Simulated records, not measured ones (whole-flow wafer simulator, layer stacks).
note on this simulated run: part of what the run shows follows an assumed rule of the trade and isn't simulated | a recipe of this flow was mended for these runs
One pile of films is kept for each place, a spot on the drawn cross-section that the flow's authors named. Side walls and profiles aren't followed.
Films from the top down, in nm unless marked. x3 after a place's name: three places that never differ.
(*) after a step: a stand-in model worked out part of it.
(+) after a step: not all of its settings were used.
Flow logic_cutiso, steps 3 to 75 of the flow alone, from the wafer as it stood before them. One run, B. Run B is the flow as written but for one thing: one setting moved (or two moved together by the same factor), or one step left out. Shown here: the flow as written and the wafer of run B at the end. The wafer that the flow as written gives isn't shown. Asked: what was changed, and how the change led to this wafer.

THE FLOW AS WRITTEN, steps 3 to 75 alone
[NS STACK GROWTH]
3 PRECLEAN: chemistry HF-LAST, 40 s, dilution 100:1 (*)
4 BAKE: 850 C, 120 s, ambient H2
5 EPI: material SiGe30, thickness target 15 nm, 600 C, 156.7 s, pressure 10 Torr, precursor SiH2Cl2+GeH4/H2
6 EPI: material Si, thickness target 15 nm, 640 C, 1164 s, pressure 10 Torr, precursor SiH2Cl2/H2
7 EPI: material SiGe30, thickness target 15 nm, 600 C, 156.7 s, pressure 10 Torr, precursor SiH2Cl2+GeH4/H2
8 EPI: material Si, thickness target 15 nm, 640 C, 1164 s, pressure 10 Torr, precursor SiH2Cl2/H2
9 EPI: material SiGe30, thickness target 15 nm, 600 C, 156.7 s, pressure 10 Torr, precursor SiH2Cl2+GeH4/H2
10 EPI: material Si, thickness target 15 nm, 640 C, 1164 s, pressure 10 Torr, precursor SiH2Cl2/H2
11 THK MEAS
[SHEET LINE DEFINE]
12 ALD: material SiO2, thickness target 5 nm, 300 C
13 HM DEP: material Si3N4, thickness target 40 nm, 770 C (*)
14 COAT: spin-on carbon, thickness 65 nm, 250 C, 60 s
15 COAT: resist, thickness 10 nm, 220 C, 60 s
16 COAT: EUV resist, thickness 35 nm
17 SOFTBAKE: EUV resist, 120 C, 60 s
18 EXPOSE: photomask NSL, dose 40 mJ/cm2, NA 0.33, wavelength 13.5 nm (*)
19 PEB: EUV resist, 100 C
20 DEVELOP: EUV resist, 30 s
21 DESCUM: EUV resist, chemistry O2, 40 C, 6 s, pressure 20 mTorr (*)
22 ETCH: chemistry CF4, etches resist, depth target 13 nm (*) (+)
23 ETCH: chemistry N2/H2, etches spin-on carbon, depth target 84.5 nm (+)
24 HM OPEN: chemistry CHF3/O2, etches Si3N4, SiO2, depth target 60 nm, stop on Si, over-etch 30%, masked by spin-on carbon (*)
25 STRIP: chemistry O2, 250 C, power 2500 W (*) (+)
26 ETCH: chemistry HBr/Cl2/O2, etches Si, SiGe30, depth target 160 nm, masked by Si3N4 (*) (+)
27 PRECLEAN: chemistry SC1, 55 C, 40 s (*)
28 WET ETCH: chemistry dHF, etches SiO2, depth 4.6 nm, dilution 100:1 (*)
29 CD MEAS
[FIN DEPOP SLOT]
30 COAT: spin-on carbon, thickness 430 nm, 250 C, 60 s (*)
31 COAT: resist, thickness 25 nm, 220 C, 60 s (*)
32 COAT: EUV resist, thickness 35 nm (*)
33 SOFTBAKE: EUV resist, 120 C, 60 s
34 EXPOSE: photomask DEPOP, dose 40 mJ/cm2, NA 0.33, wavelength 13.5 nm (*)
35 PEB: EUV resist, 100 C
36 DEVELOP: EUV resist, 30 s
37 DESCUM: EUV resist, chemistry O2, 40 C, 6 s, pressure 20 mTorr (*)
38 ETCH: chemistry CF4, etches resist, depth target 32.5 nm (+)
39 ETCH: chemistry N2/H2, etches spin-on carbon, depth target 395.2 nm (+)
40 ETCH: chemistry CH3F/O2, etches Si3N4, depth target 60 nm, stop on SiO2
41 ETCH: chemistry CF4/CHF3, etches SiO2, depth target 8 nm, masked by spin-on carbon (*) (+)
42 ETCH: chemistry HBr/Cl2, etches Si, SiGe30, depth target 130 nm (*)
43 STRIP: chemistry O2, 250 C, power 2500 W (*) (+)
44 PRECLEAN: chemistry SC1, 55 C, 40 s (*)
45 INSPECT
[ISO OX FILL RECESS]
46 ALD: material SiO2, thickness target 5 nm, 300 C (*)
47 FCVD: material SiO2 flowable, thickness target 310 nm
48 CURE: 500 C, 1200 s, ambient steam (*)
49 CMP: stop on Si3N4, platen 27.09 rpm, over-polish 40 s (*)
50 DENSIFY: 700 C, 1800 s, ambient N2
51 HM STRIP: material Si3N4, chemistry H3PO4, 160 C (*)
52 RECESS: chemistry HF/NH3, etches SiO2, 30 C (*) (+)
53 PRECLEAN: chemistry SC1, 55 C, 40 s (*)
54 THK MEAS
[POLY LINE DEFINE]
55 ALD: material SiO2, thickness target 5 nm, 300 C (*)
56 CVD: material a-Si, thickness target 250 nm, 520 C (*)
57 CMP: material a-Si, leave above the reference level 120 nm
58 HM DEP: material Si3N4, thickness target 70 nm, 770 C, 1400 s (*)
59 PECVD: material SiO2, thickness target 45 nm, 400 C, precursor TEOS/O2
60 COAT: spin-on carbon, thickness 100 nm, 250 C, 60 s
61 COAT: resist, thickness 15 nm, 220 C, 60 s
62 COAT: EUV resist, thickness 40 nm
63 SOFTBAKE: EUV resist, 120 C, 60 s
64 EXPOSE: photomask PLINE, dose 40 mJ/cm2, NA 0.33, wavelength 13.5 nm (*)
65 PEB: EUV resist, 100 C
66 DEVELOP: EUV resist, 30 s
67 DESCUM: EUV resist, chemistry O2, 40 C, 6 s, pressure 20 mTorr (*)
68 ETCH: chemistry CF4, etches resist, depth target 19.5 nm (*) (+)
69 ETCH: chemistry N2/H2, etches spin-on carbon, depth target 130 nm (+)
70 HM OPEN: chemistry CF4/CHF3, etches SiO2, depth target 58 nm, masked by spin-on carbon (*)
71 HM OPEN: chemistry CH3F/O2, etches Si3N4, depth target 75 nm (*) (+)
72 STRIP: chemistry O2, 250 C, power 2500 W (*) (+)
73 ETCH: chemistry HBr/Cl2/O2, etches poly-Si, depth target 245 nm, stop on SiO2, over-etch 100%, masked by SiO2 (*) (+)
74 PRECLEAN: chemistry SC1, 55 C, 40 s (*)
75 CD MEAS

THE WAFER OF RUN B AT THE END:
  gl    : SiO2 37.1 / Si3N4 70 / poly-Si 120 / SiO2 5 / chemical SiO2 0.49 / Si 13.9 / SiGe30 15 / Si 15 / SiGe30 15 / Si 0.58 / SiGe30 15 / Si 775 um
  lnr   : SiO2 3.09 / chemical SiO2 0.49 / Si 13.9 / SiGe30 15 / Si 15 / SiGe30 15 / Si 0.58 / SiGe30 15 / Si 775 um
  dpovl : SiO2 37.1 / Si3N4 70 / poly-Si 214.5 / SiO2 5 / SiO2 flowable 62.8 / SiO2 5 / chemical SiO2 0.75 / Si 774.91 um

The cause: step 6, EPI: 580 C was run, where the flow has 640 C.

How the change led to this, step by step:
  6 EPI: material Si, thickness target 15 nm, 640 C, 1164 s, pressure 10 Torr, precursor SiH2Cl2/H2
      depop, dpovl, gfld and 19 more: Si +0.58 (new film) (as written it would be: Si +15 (new film))
  26 ETCH: chemistry HBr/Cl2/O2, etches Si, SiGe30, depth target 160 nm, masked by Si3N4 (*) (+)
      dpovl, gfld, gxf, iso, isow, lnri, nsgap: chemical SiO2 -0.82 (all of it), Si -12 (all of it), SiGe30 -15 (all of it), Si -15 (all of it), SiGe30 -15 (all of it), Si -0.58 (all of it), SiGe30 -15 (all of it), Si -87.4 (as written it would be: chemical SiO2 -0.82 (all of it), Si -12 (all of it), SiGe30 -15 (all of it), Si -15 (all of it), SiGe30 -15 (all of it), Si -15 (all of it), SiGe30 -15 (all of it), Si -73)
  42 ETCH: chemistry HBr/Cl2, etches Si, SiGe30, depth target 130 nm (*)
      depop: Si -13.8 (all of it), SiGe30 -15 (all of it), Si -15 (all of it), SiGe30 -15 (all of it), Si -0.58 (all of it), SiGe30 -15 (all of it), Si -55.6 (as written it would be: Si -13.8 (all of it), SiGe30 -15 (all of it), Si -15 (all of it), SiGe30 -15 (all of it), Si -15 (all of it), SiGe30 -15 (all of it), Si -41.2)
